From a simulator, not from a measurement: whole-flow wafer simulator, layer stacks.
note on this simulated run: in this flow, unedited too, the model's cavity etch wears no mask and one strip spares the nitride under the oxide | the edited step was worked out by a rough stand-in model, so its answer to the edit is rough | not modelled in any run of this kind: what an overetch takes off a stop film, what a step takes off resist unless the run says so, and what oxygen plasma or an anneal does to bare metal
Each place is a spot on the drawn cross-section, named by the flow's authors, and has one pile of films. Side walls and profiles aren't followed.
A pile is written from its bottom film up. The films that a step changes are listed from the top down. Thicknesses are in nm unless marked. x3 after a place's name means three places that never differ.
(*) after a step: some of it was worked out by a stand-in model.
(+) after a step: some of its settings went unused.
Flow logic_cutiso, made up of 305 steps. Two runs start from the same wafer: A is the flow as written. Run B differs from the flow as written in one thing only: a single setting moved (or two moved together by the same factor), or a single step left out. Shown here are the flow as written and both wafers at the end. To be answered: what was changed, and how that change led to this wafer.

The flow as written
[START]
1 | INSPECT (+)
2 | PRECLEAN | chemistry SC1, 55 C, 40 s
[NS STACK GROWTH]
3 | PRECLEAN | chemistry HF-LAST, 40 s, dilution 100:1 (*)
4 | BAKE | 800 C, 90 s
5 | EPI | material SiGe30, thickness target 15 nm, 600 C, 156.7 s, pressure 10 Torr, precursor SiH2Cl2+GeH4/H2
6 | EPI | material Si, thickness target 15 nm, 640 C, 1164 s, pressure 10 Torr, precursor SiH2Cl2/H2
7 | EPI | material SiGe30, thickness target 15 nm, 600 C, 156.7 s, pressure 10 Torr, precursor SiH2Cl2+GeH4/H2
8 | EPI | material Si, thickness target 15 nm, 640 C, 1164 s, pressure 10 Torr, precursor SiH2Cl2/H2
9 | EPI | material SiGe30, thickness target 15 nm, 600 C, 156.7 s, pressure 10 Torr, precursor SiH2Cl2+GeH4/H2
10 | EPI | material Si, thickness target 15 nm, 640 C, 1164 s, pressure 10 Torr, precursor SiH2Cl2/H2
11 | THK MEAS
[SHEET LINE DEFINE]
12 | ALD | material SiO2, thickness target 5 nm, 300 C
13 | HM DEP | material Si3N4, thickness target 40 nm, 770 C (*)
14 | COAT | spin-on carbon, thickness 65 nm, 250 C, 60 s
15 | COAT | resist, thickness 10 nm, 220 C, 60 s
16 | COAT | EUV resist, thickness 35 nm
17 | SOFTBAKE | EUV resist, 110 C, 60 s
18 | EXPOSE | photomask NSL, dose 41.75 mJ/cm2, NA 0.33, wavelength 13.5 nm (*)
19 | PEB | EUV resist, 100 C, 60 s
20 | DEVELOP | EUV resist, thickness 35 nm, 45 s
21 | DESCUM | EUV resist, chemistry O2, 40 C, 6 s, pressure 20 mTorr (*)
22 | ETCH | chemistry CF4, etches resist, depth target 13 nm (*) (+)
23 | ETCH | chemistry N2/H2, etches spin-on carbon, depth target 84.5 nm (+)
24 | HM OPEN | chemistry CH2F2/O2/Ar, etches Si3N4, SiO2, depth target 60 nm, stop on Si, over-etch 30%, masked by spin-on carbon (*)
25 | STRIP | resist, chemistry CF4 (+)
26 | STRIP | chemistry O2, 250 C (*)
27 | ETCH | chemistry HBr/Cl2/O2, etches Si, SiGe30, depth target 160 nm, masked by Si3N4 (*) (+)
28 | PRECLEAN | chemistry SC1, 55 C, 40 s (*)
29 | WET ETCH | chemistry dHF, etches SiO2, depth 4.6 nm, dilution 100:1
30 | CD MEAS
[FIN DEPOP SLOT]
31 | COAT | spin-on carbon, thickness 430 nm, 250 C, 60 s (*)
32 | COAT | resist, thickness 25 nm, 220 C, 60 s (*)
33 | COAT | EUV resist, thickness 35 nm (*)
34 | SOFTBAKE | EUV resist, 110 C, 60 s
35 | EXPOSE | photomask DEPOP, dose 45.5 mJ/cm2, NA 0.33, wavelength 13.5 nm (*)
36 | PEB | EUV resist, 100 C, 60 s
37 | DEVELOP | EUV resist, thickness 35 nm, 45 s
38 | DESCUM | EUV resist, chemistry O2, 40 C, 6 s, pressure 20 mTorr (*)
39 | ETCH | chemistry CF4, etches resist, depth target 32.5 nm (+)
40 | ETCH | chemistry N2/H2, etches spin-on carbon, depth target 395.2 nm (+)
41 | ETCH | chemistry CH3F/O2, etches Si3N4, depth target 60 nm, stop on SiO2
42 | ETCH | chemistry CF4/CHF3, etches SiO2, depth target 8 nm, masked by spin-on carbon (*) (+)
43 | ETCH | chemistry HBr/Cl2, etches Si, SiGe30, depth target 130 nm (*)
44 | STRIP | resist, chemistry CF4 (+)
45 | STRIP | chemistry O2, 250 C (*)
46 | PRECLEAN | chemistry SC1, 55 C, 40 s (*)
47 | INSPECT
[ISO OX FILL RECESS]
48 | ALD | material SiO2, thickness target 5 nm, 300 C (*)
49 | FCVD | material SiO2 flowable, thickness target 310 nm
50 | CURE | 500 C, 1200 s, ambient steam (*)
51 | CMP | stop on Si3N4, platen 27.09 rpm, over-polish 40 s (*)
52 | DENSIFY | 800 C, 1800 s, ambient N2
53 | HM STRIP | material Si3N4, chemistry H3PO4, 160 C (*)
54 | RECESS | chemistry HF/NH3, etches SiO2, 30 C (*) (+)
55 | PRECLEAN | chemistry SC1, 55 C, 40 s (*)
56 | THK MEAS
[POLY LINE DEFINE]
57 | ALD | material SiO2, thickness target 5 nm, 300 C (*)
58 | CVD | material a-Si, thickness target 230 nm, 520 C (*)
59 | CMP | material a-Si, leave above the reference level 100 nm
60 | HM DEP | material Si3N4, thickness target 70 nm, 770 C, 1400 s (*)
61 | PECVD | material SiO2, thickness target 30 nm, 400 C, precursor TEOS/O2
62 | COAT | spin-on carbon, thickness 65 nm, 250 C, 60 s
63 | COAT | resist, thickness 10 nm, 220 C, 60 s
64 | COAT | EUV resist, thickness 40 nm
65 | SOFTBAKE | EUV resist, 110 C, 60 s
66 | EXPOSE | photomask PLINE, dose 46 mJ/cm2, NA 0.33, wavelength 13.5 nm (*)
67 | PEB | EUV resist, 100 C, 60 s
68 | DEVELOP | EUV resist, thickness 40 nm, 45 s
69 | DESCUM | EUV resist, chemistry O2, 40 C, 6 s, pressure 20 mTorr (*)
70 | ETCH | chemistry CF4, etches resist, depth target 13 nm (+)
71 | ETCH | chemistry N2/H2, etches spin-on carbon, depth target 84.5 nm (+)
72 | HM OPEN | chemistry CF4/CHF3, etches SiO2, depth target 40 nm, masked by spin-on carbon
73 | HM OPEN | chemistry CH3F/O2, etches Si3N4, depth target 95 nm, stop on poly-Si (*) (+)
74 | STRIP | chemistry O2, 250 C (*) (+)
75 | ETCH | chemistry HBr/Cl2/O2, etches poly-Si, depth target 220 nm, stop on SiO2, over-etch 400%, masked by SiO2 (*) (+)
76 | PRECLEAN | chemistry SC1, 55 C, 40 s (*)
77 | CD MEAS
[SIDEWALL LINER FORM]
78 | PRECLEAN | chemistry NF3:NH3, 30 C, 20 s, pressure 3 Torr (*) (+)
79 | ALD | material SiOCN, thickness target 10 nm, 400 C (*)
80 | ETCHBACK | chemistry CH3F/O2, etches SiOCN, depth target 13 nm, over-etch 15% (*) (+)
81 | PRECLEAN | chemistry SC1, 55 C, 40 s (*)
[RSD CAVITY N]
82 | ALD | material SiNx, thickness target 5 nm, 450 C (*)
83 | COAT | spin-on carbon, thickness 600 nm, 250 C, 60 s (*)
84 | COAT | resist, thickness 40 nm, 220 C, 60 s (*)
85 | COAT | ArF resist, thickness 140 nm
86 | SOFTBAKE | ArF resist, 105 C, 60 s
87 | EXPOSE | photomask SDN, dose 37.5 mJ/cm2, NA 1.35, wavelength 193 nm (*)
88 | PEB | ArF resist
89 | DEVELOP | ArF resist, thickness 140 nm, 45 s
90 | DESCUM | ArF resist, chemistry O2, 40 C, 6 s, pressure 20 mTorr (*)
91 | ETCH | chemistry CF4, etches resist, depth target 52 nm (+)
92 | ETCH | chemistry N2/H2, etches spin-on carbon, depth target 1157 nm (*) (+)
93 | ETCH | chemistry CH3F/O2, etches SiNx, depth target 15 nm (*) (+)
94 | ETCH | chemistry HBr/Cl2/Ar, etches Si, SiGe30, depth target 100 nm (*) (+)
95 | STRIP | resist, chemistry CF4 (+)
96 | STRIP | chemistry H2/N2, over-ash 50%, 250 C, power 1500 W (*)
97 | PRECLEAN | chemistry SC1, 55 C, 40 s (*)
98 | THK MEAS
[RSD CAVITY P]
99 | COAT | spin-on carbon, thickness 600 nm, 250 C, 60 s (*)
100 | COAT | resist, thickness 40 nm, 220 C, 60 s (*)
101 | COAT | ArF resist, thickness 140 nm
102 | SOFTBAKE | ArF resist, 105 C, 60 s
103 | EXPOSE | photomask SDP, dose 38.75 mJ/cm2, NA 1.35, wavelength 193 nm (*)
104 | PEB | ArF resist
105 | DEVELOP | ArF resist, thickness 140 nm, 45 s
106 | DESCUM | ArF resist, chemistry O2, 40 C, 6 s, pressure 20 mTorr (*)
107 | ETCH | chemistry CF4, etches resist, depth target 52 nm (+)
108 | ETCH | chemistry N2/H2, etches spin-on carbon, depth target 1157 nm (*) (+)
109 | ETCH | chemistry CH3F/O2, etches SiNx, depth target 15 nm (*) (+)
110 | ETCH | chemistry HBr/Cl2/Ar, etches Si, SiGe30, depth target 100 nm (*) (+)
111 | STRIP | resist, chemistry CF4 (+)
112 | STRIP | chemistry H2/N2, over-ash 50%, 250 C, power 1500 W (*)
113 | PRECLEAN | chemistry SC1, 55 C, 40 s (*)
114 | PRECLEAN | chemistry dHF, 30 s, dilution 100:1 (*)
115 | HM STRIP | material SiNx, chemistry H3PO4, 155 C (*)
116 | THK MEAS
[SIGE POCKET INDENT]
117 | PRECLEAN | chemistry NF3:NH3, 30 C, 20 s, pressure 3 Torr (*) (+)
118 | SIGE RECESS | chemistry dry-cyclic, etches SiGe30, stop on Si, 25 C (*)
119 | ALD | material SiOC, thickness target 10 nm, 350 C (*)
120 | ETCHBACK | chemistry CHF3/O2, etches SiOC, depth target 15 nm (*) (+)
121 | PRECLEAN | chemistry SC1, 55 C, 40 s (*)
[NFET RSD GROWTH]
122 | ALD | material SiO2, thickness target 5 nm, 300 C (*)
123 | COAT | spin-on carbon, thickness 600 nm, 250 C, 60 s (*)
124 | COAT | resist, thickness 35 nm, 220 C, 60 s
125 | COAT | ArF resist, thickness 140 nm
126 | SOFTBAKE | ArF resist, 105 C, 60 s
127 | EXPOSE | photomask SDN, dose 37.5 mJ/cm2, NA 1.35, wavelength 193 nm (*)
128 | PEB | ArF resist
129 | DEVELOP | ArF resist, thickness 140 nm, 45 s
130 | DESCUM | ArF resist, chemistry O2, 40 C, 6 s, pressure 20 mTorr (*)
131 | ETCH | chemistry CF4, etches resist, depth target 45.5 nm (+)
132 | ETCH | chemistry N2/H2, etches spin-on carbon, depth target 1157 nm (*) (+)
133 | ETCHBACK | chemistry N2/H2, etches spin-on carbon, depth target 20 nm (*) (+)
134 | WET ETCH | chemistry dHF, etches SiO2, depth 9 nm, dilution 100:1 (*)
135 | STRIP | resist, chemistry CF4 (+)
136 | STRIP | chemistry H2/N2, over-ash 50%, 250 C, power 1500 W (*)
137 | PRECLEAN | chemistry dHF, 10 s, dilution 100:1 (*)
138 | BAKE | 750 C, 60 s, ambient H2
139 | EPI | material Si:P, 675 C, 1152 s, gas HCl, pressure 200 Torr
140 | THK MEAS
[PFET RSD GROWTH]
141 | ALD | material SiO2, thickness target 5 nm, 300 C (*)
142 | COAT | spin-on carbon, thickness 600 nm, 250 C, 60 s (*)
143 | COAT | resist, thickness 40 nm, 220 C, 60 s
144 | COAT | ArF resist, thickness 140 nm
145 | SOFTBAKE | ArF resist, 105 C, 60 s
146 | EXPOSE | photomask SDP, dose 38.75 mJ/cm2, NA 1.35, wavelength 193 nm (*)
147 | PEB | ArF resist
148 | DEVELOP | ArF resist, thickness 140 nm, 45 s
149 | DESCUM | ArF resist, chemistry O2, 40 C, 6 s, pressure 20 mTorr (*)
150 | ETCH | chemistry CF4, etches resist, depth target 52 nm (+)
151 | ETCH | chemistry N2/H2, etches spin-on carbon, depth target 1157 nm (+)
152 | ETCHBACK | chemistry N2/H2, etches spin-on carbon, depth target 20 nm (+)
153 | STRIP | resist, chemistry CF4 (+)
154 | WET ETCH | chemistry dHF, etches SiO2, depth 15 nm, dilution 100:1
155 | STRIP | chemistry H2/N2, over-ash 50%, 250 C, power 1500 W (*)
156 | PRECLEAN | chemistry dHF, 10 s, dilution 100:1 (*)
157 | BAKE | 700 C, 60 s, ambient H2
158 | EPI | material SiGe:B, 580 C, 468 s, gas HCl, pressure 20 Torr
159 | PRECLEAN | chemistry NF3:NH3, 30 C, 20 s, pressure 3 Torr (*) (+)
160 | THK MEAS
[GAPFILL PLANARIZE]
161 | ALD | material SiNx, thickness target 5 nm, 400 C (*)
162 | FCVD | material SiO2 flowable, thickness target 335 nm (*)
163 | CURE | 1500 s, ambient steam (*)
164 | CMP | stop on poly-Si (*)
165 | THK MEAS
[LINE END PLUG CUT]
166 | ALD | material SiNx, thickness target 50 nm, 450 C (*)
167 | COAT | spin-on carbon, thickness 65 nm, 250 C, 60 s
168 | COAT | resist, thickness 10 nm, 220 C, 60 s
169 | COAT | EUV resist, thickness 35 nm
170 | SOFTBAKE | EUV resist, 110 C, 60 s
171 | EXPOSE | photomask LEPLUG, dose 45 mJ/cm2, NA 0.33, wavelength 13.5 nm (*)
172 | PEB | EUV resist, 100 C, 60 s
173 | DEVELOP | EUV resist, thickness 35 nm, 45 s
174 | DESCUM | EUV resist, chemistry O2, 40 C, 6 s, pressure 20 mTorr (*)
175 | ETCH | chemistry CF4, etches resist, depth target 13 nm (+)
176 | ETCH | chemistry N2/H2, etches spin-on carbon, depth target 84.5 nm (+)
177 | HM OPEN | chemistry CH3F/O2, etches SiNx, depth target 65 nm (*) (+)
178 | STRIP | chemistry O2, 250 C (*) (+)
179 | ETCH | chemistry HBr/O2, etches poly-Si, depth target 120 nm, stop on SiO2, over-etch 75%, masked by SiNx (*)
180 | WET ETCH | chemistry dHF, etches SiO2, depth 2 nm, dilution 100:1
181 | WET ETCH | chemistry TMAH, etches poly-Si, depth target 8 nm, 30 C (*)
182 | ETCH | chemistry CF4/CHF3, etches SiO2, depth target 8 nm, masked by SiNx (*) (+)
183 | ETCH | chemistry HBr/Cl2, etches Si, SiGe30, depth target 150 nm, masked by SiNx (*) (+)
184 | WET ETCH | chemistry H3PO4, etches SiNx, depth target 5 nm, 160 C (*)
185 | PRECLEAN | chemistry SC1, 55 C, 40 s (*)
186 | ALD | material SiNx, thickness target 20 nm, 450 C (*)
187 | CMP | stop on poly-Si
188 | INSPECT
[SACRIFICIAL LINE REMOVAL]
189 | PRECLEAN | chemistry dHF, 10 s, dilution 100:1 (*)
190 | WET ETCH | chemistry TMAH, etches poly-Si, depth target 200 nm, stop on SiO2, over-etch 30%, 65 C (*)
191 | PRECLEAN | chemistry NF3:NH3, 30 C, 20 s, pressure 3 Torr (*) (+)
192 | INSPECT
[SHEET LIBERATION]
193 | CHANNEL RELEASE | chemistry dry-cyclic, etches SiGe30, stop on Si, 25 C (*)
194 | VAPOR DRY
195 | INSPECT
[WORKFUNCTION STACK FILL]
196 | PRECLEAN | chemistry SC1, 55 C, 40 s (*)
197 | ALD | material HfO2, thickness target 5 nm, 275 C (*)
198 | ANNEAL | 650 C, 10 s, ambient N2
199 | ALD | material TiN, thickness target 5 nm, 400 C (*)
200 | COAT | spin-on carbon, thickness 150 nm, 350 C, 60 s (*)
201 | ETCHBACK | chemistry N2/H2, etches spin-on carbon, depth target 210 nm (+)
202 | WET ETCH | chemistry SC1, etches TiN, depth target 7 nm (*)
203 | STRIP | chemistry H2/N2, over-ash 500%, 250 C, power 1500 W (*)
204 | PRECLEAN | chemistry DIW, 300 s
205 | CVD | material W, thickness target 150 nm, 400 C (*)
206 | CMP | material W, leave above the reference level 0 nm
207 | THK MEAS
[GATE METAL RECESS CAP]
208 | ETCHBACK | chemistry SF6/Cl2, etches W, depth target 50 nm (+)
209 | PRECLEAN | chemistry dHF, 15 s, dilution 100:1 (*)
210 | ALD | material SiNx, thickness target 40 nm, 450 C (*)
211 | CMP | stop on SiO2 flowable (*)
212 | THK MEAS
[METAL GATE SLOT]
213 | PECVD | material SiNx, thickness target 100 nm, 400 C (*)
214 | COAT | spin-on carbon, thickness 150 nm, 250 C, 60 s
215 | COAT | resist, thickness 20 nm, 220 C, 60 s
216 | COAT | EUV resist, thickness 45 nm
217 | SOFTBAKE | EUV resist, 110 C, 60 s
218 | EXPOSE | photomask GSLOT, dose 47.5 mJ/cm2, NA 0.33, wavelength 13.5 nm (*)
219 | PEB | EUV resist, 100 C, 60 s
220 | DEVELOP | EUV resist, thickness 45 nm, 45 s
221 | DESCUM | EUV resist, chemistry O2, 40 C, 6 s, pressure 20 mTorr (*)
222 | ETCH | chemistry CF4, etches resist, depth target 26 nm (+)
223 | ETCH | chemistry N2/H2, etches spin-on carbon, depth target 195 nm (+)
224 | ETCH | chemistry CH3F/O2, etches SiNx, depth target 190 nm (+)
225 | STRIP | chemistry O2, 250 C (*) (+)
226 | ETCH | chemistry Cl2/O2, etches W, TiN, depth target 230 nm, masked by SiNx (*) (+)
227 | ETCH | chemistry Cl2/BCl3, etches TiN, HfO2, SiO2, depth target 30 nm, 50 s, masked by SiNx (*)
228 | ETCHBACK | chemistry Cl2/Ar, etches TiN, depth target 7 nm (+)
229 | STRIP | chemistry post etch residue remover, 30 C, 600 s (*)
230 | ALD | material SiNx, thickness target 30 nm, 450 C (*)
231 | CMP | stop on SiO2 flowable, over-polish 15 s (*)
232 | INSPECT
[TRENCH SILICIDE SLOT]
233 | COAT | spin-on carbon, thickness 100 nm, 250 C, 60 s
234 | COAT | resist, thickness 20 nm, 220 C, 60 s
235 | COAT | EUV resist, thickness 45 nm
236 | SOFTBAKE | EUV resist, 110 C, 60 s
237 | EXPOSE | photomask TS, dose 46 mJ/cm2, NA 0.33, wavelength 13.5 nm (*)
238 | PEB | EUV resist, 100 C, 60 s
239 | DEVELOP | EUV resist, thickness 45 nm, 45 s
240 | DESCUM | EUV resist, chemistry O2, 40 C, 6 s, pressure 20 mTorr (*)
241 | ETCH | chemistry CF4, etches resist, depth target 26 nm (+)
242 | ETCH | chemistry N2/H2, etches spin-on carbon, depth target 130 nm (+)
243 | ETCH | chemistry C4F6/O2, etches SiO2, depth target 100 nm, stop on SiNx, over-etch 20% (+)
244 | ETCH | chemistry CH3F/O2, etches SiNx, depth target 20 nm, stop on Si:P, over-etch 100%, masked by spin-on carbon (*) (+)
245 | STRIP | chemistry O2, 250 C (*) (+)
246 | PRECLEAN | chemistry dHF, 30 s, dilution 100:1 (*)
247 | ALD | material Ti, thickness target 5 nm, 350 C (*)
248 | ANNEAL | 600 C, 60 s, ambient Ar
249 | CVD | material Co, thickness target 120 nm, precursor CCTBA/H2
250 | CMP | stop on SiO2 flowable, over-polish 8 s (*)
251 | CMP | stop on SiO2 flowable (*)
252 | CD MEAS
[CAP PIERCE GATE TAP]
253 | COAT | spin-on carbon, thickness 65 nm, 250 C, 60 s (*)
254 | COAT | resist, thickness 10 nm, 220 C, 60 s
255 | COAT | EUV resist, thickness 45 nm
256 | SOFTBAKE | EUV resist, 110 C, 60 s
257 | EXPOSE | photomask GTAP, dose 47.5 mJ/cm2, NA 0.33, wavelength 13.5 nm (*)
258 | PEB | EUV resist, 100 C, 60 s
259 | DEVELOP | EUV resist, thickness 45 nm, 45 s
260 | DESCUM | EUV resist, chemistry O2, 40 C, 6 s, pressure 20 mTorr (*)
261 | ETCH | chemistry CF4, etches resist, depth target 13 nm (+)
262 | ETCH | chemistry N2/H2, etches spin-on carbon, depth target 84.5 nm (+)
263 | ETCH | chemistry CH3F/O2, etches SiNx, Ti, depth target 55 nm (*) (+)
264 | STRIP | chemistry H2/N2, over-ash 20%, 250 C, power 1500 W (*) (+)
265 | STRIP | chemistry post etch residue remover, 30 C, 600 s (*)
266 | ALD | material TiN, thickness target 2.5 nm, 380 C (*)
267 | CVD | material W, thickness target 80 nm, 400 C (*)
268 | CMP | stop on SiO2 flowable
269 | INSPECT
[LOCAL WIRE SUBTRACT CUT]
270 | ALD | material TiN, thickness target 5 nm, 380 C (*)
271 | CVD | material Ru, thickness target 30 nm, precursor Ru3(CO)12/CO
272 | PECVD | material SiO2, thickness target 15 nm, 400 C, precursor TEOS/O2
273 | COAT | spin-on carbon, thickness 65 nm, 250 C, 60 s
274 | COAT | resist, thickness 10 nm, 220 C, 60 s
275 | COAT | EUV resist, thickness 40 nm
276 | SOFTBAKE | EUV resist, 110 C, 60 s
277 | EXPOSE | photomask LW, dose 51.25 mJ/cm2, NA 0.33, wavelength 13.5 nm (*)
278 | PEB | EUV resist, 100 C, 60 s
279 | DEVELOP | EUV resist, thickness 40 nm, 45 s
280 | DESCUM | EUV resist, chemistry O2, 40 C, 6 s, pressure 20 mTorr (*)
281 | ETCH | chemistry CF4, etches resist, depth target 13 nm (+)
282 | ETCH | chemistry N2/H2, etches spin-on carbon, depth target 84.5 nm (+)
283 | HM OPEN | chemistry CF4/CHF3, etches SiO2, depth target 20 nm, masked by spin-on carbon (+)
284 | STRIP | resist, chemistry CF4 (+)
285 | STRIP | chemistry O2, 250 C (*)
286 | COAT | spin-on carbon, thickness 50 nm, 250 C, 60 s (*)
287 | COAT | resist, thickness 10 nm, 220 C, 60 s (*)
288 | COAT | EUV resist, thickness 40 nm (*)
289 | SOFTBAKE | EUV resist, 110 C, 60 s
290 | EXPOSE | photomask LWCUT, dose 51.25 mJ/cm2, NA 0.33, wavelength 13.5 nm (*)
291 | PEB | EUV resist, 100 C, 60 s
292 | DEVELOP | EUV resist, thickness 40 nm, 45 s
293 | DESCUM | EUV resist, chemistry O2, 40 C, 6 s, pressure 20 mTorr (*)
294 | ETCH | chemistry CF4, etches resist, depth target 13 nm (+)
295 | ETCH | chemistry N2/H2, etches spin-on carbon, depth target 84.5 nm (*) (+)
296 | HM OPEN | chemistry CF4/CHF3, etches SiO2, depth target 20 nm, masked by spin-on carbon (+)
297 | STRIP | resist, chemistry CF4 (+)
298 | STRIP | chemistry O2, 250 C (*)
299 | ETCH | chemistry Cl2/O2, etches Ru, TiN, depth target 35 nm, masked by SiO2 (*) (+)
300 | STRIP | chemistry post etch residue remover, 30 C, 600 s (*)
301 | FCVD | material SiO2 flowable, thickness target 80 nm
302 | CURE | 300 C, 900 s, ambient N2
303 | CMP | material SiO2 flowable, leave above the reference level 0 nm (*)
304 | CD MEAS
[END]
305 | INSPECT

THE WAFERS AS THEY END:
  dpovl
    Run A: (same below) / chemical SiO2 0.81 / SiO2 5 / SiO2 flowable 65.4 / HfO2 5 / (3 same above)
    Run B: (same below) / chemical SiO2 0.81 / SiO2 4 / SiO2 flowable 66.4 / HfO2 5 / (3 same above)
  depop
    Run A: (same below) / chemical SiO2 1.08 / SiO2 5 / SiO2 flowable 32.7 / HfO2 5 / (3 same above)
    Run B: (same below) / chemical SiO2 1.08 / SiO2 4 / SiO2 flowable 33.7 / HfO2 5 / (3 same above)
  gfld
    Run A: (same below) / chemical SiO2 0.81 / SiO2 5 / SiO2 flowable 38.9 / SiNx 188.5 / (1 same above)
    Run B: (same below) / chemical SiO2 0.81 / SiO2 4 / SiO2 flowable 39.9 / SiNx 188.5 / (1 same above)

Cause: step 48, ALD: thickness target 4 nm was run, while the flow as written has thickness target 5 nm.
The wafer lets one read it off: dpovl has SiO2 4, and step 48 as written asks for 5 nm.

Step by step, how the change led to this:
  48 | ALD | material SiO2, thickness target 5 nm, 300 C (*)
      depop, dpovl, gfld and 19 more: A SiO2 gains 5 (new film) | B SiO2 gains 4 (new film)
  49 | FCVD | material SiO2 flowable, thickness target 310 nm
      ns: A SiO2 flowable gains 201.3 (new film) | B SiO2 flowable gains 197.2 (new film)
  51 | CMP | stop on Si3N4, platen 27.09 rpm, over-polish 40 s (*)
      lnrt, rsdn, tap: A SiO2 flowable loses 254.2 (all of it), SiO2 loses 5 (all of it), Si3N4 loses 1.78 | B SiO2 flowable loses 253.7 (all of it), SiO2 loses 4 (all of it), Si3N4 loses 1.78
      glp, lnrp: A SiO2 flowable loses 253.9 (all of it), SiO2 loses 5 (all of it), Si3N4 loses 1.78 | B SiO2 flowable loses 253.4 (all of it), SiO2 loses 4 (all of it), Si3N4 loses 1.78
      (as well as at 13 more places)
  197 | ALD | material HfO2, thickness target 5 nm, 275 C (*)
      gxf: A HfO2 gains 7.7 (new film) | B HfO2 gains 5.06 (new film)
  199 | ALD | material TiN, thickness target 5 nm, 400 C (*)
      gxf: A TiN gains 5 (new film) | B TiN gains 7.58 (new film)
